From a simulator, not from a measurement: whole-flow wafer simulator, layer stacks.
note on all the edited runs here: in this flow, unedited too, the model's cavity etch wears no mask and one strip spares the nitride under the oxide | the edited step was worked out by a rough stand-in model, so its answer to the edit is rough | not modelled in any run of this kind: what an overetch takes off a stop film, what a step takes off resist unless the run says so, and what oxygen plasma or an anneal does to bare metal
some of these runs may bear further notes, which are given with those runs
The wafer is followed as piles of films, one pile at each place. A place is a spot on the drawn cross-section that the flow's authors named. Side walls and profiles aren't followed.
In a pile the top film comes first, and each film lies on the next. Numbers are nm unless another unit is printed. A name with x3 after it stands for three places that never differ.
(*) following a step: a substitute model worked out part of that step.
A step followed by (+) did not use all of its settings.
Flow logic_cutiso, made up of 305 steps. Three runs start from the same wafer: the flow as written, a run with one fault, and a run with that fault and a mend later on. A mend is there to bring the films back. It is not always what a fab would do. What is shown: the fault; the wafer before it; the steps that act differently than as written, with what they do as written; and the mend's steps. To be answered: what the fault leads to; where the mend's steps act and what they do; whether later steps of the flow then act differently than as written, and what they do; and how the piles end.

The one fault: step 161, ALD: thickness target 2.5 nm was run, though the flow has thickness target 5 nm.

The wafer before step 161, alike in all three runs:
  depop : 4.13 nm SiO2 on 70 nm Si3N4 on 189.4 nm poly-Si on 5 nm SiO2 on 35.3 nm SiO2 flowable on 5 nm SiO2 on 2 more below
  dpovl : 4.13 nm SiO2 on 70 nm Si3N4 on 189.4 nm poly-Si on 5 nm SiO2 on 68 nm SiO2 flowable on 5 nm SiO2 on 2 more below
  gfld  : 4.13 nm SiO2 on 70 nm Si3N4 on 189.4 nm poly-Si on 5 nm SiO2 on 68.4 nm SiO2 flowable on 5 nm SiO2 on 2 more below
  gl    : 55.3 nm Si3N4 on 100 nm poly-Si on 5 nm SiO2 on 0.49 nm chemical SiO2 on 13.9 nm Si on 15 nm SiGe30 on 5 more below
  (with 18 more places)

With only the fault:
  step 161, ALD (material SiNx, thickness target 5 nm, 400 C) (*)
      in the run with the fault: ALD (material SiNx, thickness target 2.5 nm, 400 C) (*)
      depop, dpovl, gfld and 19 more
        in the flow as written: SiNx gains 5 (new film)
        in the run with the fault: SiNx gains 2.5 (new film)
  Steps further on in the flow that do not act as written (20 more steps, not shown, differ only slightly: by at most 2% or 0.5 nm, whichever is larger):
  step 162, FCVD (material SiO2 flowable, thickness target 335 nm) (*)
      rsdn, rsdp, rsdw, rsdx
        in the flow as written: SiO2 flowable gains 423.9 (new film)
        in the run with the fault: SiO2 flowable gains 413.4 (new film)
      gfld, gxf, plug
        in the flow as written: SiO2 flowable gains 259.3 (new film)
        in the run with the fault: SiO2 flowable gains 248.7 (new film)
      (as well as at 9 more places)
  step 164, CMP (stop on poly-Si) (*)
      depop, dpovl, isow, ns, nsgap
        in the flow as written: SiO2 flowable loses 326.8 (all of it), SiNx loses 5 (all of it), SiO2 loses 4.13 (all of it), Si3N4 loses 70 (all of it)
        in the run with the fault: SiO2 flowable loses 326.8 (all of it), SiNx loses 2.5 (all of it), SiO2 loses 4.13 (all of it), Si3N4 loses 70 (all of it)
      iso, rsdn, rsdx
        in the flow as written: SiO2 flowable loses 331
        in the run with the fault: SiO2 flowable loses 318.1
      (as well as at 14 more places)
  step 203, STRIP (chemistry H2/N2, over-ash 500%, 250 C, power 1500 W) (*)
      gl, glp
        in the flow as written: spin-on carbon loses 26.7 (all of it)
        in the run with the fault: spin-on carbon loses 26.1 (all of it)
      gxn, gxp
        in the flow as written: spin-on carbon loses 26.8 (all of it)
        in the run with the fault: spin-on carbon loses 26.1 (all of it)
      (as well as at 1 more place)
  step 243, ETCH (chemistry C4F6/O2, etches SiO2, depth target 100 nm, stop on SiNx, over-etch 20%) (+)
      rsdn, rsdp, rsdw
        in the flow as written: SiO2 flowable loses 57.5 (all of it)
        in the run with the fault: SiO2 flowable loses 60.1 (all of it)
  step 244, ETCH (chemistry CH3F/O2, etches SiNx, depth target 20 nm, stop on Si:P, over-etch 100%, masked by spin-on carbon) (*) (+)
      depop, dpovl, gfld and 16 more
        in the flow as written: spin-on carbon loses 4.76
        in the run with the fault: spin-on carbon loses 2.38
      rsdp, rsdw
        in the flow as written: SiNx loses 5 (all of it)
        in the run with the fault: SiNx loses 2.5 (all of it)
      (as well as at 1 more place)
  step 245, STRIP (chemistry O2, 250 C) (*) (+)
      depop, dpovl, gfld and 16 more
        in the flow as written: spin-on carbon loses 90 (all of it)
        in the run with the fault: spin-on carbon loses 92.1 (all of it)
  By the end, the piles at iso, rsdx depart from the flow's by more than 2% or 0.5 nm, whichever is larger.
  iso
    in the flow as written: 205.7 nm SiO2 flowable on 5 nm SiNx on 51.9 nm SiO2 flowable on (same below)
    in the run with the fault: 208.3 nm SiO2 flowable on 2.5 nm SiNx on 51.9 nm SiO2 flowable on (same below)
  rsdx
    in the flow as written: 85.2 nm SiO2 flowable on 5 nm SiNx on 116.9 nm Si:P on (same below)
    in the run with the fault: 87.8 nm SiO2 flowable on 2.5 nm SiNx on 116.9 nm Si:P on (same below)

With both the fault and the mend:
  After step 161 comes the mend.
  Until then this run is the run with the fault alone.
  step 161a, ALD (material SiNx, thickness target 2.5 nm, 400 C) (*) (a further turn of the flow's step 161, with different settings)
      depop, dpovl, gfld and 19 more
        SiNx gains 2.5
  None of the later steps of the flow differs from how it acts as written, at any place that is followed, by more than 2% or 0.5 nm, whichever is larger.
  By the end, the piles equal the flow's at every place that both follow.
